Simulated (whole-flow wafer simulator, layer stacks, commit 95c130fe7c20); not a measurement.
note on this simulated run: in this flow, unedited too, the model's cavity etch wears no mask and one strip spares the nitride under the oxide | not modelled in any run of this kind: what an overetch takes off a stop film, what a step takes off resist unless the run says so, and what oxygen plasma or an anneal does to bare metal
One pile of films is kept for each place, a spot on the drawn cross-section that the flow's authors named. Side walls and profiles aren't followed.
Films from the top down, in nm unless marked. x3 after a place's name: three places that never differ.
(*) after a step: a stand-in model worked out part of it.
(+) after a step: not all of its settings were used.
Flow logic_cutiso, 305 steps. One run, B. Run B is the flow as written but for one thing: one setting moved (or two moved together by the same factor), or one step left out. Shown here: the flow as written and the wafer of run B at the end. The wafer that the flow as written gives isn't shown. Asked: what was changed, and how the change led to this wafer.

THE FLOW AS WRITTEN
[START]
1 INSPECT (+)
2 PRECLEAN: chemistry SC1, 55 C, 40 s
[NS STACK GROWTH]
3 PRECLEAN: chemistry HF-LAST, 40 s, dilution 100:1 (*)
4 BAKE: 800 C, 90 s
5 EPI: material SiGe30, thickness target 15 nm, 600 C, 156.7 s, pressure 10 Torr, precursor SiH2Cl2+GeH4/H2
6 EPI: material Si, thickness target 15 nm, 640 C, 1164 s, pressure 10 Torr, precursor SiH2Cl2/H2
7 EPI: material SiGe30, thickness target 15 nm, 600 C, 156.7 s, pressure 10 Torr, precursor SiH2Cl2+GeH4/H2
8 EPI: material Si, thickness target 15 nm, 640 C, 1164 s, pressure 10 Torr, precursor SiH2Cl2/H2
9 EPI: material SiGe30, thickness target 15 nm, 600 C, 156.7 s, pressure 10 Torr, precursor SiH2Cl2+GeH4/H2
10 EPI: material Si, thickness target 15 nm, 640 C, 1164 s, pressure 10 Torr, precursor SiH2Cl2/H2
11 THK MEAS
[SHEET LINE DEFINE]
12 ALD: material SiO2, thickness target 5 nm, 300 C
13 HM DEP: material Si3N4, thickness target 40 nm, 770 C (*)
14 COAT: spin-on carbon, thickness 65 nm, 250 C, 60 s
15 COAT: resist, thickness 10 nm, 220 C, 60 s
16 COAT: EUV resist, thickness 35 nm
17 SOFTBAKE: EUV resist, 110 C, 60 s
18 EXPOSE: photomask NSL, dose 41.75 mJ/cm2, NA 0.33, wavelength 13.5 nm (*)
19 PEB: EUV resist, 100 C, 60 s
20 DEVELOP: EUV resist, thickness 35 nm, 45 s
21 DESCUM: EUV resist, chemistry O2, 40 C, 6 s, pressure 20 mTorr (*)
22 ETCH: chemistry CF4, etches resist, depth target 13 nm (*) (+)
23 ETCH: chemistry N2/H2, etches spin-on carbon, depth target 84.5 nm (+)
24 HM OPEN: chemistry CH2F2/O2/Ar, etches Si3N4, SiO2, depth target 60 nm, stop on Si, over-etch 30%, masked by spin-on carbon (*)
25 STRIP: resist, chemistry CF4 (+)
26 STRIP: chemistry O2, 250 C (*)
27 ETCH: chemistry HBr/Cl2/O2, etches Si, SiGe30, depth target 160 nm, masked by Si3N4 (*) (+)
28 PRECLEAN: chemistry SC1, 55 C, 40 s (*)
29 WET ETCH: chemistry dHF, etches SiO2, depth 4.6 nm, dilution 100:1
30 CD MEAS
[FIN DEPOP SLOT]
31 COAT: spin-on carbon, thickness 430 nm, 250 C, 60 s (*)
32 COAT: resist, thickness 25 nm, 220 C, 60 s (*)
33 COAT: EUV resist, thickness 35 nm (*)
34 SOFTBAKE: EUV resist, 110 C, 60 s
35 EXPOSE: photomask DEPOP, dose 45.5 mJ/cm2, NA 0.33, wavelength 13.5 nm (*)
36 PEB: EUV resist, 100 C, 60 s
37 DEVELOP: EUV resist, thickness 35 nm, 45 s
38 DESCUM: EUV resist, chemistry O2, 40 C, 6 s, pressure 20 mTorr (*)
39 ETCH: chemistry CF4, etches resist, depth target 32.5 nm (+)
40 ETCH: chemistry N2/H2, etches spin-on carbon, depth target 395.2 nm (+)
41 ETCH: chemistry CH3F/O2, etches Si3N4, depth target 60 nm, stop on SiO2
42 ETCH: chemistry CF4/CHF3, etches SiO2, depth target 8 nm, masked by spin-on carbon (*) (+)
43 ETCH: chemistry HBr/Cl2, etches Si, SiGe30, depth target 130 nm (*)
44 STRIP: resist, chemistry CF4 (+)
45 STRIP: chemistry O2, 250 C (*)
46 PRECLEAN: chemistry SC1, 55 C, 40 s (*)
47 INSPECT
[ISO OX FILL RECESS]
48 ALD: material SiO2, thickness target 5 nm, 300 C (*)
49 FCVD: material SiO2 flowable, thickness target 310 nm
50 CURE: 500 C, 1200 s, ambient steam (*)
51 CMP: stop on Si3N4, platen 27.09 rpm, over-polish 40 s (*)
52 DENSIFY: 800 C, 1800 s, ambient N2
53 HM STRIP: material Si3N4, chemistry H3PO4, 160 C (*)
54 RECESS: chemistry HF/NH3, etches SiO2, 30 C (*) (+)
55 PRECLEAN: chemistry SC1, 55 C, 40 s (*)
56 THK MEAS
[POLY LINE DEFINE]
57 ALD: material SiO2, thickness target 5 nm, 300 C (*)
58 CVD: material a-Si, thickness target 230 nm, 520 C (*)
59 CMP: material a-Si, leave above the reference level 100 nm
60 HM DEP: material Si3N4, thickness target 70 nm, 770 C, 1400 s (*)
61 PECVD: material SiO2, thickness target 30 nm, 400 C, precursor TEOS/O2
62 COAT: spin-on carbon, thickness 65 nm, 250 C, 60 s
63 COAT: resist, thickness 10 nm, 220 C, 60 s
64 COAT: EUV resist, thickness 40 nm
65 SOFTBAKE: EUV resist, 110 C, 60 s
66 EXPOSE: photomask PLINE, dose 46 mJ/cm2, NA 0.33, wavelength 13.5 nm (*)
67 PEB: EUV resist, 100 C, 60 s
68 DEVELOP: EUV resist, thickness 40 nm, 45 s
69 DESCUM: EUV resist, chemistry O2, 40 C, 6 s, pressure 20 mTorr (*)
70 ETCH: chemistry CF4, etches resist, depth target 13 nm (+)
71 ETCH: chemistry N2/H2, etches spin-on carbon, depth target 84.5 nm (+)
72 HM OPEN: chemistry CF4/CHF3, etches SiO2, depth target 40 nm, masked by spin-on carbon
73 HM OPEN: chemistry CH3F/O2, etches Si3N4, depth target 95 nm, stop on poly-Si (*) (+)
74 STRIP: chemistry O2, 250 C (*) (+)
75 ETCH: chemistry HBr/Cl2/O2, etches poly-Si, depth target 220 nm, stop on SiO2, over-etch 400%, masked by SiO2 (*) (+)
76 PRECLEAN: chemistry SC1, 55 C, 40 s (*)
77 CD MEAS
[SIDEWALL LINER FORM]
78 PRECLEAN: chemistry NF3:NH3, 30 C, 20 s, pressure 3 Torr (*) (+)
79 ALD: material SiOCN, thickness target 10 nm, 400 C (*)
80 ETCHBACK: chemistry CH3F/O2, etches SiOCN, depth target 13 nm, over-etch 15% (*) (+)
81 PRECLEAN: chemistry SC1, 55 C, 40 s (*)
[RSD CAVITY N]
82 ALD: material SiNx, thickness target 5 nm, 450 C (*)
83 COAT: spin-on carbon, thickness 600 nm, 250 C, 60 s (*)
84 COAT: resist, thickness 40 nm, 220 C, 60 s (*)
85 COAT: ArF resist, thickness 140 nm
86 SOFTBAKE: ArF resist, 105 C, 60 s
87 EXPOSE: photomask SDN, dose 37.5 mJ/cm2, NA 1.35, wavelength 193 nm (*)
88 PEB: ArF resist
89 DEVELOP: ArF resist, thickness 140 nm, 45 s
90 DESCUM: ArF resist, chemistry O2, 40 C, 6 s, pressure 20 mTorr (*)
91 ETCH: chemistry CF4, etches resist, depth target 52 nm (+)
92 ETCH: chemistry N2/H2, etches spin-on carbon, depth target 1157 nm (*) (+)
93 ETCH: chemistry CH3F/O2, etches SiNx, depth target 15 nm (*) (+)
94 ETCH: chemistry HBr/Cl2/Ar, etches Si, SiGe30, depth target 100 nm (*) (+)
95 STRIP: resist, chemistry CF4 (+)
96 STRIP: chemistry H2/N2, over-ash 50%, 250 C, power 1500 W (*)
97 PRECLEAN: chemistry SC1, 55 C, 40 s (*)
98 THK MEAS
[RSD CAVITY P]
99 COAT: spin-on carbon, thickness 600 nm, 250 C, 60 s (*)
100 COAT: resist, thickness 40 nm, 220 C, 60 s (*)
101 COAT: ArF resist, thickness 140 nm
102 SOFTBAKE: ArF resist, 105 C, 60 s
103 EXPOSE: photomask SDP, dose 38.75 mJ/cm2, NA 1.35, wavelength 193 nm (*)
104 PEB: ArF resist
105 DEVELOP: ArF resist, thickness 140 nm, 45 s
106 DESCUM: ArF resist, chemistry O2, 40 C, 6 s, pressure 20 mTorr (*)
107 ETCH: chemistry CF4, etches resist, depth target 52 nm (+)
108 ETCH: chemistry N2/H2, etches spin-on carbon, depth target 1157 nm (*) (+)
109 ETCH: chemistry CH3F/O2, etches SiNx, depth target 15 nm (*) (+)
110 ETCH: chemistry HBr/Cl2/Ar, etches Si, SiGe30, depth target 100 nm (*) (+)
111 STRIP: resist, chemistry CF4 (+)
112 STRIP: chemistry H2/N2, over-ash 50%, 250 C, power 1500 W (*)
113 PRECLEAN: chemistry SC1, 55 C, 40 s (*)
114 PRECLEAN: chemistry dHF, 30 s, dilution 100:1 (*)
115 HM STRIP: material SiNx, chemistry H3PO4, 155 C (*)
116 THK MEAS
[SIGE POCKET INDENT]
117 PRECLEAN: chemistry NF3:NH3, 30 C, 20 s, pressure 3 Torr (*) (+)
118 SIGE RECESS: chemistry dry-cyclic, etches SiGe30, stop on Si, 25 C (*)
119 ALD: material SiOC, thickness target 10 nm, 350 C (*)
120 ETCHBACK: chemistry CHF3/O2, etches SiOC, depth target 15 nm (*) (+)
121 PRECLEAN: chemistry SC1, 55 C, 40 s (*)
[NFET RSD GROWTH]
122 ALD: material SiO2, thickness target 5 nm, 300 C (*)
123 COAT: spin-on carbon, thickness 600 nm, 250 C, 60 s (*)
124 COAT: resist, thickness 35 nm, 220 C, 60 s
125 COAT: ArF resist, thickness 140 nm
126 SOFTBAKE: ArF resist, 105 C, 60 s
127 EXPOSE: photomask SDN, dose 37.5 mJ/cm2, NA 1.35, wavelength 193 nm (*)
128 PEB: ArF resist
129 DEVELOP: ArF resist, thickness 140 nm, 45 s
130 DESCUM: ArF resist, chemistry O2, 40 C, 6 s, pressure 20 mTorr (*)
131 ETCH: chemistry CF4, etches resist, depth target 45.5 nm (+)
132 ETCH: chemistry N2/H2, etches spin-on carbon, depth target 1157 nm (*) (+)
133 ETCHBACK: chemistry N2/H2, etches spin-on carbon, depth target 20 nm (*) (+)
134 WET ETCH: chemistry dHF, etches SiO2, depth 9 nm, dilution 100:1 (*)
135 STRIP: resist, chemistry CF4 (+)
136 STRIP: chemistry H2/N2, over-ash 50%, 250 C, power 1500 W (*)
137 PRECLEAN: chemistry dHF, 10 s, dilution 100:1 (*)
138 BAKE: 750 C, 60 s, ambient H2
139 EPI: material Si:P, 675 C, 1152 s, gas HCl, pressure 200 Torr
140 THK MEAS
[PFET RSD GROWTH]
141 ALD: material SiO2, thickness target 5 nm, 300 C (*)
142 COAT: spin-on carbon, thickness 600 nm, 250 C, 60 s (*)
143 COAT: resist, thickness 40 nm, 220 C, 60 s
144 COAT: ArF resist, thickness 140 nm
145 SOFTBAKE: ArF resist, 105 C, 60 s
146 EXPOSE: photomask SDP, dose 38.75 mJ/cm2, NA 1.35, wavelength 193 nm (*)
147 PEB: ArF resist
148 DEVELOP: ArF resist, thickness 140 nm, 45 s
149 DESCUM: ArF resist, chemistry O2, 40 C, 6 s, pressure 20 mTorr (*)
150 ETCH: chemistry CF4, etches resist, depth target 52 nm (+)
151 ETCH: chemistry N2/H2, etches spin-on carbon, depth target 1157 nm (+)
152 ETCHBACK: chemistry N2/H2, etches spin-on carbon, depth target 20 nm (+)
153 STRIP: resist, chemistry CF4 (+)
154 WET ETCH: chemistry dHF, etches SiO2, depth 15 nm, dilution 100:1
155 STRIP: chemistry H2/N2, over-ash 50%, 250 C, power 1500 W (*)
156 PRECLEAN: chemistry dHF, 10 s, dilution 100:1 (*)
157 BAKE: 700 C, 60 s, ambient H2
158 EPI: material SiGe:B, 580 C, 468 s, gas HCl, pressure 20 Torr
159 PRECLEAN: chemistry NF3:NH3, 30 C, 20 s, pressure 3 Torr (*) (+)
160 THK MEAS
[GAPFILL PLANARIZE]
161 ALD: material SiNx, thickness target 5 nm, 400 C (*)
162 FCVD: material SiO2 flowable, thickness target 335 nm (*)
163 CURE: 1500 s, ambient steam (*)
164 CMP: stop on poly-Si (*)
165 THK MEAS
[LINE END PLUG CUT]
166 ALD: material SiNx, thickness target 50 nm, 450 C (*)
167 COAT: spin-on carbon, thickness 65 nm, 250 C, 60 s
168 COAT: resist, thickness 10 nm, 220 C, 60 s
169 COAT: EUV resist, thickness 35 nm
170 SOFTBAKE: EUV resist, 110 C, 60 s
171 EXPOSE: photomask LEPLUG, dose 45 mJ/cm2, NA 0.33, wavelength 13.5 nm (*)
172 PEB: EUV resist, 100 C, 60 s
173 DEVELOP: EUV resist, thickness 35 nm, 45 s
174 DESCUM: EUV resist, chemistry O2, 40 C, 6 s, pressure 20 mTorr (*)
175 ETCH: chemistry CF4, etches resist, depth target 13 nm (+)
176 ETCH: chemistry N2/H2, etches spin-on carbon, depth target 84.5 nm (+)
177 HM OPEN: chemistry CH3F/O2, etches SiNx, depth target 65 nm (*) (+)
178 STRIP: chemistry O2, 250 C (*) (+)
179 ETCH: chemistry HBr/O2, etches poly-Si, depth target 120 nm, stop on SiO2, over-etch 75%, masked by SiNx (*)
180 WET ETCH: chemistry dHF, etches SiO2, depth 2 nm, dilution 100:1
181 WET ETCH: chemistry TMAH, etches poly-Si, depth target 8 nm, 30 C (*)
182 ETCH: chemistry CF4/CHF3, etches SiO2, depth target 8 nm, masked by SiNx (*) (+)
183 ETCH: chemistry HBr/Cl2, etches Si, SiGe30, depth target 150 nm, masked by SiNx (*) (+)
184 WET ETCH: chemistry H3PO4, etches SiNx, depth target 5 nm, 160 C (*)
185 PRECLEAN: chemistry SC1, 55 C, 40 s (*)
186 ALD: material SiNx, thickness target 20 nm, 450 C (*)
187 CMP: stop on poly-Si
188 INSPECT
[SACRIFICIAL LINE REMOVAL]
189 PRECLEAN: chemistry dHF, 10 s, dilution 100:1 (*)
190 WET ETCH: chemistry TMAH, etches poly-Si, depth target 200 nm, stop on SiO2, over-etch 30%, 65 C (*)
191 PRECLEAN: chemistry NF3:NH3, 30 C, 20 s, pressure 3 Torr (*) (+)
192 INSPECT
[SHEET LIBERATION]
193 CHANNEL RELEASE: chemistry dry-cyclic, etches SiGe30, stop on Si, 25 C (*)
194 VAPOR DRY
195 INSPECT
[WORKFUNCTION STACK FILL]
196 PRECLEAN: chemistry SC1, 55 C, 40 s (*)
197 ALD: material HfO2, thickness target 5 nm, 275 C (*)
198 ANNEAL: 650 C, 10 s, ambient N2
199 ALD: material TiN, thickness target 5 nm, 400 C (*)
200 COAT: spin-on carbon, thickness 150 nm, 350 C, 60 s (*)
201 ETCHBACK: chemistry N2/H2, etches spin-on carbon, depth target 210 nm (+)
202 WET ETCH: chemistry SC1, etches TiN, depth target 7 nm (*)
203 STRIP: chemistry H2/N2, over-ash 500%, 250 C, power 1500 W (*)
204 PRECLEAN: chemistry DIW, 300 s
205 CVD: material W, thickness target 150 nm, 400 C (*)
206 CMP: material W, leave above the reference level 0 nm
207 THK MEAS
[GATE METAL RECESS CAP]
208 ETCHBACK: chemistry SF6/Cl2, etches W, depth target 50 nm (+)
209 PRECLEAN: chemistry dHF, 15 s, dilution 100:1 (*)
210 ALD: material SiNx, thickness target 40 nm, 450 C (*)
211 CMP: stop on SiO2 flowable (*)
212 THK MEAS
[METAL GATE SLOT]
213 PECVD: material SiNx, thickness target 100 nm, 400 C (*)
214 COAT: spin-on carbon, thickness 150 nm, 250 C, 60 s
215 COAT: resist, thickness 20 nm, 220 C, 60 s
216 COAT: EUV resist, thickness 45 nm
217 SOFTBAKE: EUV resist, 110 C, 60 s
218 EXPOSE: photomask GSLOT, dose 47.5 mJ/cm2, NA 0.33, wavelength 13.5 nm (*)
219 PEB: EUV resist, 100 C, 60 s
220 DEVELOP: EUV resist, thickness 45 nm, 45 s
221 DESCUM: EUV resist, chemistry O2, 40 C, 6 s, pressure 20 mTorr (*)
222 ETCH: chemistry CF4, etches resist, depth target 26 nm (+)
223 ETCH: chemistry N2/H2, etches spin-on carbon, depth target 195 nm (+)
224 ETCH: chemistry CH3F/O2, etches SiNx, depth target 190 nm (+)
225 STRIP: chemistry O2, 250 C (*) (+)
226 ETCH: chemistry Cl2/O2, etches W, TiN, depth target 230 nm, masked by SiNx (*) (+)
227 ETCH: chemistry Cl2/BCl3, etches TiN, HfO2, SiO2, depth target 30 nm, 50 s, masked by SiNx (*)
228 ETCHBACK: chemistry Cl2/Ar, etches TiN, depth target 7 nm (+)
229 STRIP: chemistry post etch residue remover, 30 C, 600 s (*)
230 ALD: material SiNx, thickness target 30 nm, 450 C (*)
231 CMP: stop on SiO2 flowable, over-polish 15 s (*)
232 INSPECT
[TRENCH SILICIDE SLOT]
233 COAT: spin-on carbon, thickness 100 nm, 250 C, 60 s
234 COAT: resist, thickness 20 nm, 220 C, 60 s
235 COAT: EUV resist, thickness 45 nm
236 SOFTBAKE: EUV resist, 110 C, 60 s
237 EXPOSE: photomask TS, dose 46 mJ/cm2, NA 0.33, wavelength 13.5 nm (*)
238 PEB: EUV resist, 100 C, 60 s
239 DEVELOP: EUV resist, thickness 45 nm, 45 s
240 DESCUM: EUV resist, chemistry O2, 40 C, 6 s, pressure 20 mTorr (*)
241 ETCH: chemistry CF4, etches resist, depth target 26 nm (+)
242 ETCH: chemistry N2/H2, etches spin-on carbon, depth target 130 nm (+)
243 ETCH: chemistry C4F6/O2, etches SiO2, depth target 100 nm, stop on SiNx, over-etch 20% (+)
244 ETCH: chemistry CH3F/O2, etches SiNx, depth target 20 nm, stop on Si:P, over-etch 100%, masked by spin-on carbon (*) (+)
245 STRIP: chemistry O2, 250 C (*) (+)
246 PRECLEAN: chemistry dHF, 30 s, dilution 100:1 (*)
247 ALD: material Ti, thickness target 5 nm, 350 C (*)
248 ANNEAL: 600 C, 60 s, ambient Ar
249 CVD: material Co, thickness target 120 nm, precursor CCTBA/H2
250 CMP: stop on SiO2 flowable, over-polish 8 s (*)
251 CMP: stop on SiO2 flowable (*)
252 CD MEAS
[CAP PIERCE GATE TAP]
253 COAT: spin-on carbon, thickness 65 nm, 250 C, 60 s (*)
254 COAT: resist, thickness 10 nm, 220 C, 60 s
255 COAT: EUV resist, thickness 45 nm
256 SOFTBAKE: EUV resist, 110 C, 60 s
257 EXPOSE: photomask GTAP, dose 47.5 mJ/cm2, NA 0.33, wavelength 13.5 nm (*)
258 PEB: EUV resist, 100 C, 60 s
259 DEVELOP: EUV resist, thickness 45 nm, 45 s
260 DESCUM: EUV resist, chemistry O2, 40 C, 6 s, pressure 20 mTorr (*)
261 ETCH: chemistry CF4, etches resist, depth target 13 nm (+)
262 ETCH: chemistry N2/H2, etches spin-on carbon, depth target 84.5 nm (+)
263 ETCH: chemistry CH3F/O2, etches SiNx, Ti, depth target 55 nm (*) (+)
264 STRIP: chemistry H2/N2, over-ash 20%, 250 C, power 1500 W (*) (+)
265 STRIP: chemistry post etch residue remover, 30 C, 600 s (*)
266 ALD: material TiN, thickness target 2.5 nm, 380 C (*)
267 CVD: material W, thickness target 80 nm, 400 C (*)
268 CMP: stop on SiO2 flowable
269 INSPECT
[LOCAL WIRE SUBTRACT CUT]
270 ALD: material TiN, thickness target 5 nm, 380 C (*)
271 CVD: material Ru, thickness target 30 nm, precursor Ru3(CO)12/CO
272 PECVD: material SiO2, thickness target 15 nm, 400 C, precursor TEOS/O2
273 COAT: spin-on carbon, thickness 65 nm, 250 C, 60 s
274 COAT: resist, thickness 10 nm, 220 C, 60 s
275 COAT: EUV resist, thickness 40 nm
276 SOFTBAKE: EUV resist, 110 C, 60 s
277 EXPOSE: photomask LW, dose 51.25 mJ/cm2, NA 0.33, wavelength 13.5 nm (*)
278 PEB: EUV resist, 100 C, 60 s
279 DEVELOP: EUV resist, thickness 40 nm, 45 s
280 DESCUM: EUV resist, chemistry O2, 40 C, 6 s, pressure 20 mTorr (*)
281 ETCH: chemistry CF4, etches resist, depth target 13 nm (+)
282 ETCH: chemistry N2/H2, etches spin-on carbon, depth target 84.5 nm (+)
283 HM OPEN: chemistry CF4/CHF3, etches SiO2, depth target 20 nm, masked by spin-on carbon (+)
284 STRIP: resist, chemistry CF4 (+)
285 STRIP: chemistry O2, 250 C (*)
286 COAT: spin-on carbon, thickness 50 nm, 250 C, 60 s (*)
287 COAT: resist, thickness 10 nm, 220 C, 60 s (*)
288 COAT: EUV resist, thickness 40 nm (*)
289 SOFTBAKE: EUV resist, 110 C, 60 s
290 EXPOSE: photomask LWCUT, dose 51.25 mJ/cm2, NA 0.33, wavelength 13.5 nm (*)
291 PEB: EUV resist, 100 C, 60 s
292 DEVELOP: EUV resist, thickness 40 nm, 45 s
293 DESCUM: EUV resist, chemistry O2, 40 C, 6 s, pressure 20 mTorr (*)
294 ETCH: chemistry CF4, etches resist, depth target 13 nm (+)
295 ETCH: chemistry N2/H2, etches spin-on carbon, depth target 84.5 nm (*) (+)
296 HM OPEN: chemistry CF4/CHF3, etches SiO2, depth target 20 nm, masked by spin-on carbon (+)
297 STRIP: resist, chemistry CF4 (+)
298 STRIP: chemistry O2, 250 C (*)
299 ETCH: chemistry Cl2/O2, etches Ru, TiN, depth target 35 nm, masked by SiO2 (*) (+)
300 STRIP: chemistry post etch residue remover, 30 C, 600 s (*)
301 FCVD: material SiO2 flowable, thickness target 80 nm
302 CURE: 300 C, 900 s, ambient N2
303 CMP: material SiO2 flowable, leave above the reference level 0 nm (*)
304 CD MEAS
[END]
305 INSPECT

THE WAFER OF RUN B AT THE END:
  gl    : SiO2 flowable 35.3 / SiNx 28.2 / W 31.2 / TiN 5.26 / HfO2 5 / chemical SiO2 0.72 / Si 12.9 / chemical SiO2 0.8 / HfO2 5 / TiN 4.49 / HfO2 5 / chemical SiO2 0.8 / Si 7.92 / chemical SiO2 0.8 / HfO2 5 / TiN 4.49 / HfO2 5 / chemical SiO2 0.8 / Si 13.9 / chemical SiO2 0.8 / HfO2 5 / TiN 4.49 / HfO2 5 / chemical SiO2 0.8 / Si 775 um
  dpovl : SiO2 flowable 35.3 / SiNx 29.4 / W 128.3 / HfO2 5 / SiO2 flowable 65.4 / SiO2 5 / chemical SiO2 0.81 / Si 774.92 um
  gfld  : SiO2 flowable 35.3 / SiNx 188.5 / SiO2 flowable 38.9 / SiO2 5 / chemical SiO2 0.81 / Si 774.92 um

The cause: step 8, EPI: 698.6 s was run, where the flow has 1164 s.

How the change led to this, step by step:
  8 EPI: material Si, thickness target 15 nm, 640 C, 1164 s, pressure 10 Torr, precursor SiH2Cl2/H2
      depop, dpovl, gfld and 19 more: Si +9 (new film) (as written it would be: Si +15 (new film))
  27 ETCH: chemistry HBr/Cl2/O2, etches Si, SiGe30, depth target 160 nm, masked by Si3N4 (*) (+)
      gfld, gxf, iso, lnri: chemical SiO2 -0.79 (all of it), Si -11.4 (all of it), SiGe30 -15 (all of it), Si -9 (all of it), SiGe30 -15 (all of it), Si -15 (all of it), SiGe30 -15 (all of it), Si -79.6 (as written it would be: chemical SiO2 -0.79 (all of it), Si -11.4 (all of it), SiGe30 -15 (all of it), Si -15 (all of it), SiGe30 -15 (all of it), Si -15 (all of it), SiGe30 -15 (all of it), Si -73.6)
      dpovl, nsgap: chemical SiO2 -0.79 (all of it), Si -11.8 (all of it), SiGe30 -15 (all of it), Si -9 (all of it), SiGe30 -15 (all of it), Si -15 (all of it), SiGe30 -15 (all of it), Si -79.2 (as written it would be: chemical SiO2 -0.79 (all of it), Si -11.8 (all of it), SiGe30 -15 (all of it), Si -15 (all of it), SiGe30 -15 (all of it), Si -15 (all of it), SiGe30 -15 (all of it), Si -73.2)
      (and at 1 more place)
  43 ETCH: chemistry HBr/Cl2, etches Si, SiGe30, depth target 130 nm (*)
      depop: Si -14 (all of it), SiGe30 -15 (all of it), Si -9 (all of it), SiGe30 -15 (all of it), Si -15 (all of it), SiGe30 -15 (all of it), Si -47 (as written it would be: Si -14 (all of it), SiGe30 -15 (all of it), Si -15 (all of it), SiGe30 -15 (all of it), Si -15 (all of it), SiGe30 -15 (all of it), Si -41)
  94 ETCH: chemistry HBr/Cl2/Ar, etches Si, SiGe30, depth target 100 nm (*) (+)
      rsdn, rsdx: chemical SiO2 -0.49 (all of it), Si -12.8 (all of it), SiGe30 -15 (all of it), Si -9 (all of it), SiGe30 -15 (all of it), Si -15 (all of it), SiGe30 -15 (all of it), Si -18.2 (as written it would be: chemical SiO2 -0.49 (all of it), Si -12.8 (all of it), SiGe30 -15 (all of it), Si -15 (all of it), SiGe30 -15 (all of it), Si -15 (all of it), SiGe30 -15 (all of it), Si -12.2)
  110 ETCH: chemistry HBr/Cl2/Ar, etches Si, SiGe30, depth target 100 nm (*) (+)
      rsdp, rsdw: chemical SiO2 -0.49 (all of it), Si -12.8 (all of it), SiGe30 -15 (all of it), Si -9 (all of it), SiGe30 -15 (all of it), Si -15 (all of it), SiGe30 -15 (all of it), Si -18.2 (as written it would be: chemical SiO2 -0.49 (all of it), Si -12.8 (all of it), SiGe30 -15 (all of it), Si -15 (all of it), SiGe30 -15 (all of it), Si -15 (all of it), SiGe30 -15 (all of it), Si -12.2)
  183 ETCH: chemistry HBr/Cl2, etches Si, SiGe30, depth target 150 nm, masked by SiNx (*) (+)
      plug: Si -13.6 (all of it), SiGe30 -15 (all of it), Si -9 (all of it), SiGe30 -15 (all of it), Si -15 (all of it), SiGe30 -15 (all of it), Si -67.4 (as written it would be: Si -13.6 (all of it), SiGe30 -15 (all of it), Si -15 (all of it), SiGe30 -15 (all of it), Si -15 (all of it), SiGe30 -15 (all of it), Si -61.4)
